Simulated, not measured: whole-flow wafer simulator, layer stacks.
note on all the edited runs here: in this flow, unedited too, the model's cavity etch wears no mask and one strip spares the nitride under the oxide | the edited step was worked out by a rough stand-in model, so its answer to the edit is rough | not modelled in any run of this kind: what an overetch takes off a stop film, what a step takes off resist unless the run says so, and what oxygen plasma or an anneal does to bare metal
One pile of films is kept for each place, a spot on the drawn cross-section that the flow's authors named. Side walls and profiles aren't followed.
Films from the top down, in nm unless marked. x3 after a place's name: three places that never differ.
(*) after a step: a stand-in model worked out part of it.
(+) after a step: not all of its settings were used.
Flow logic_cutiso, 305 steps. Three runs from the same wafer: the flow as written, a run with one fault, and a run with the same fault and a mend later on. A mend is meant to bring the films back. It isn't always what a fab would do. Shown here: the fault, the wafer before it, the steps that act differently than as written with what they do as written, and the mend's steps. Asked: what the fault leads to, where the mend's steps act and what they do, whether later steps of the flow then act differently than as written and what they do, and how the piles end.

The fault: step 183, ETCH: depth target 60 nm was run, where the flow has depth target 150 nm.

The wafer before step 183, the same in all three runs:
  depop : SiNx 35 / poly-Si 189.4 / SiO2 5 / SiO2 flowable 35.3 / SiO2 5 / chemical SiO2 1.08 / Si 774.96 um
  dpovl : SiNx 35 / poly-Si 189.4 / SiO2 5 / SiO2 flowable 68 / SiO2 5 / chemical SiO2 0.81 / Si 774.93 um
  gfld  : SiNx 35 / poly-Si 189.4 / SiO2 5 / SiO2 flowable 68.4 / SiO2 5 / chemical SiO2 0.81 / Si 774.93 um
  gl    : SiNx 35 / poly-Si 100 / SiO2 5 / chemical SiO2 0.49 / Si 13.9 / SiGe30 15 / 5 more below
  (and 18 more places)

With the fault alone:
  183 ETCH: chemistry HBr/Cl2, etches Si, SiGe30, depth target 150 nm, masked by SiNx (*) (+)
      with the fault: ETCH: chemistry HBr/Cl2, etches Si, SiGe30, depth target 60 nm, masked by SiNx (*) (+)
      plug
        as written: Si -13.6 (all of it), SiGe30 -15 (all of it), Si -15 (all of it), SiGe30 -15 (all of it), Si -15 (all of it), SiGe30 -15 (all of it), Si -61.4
        with the fault: under 1 film: SiGe30 -15 (all of it), Si -15 (all of it), SiGe30 -15 (all of it), Si -15 (all of it)
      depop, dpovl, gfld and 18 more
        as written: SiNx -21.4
        with the fault: SiNx -8.57
  Later steps of the flow that act differently than as written:
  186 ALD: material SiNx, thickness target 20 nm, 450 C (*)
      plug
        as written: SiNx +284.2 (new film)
        with the fault: SiNx +207 (new film)
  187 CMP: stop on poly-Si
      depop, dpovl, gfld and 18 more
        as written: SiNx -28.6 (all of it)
        with the fault: SiNx -41.4 (all of it)
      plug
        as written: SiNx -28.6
        with the fault: SiNx -41.4
  At the end the piles differ from the flow's by more than 2% or 0.5 nm, whichever is larger, at plug.
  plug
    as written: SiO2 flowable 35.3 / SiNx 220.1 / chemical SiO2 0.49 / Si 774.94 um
    with the fault: SiO2 flowable 35.3 / SiNx 130.1 / chemical SiO2 0.49 / Si 13.3 / SiGe30 15 / Si 775 um

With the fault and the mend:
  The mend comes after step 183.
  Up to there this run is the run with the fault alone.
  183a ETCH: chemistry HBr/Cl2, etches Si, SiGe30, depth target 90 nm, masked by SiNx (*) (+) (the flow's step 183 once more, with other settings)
      depop, dpovl, gfld and 18 more
        SiNx -12.9
      plug
        Si -13.6 (all of it), SiGe30 -15 (all of it), Si -61.4
  No later step of the flow acts differently than as written at any place that is followed.
  At the end the piles are the same as the flow's at every place that both follow.
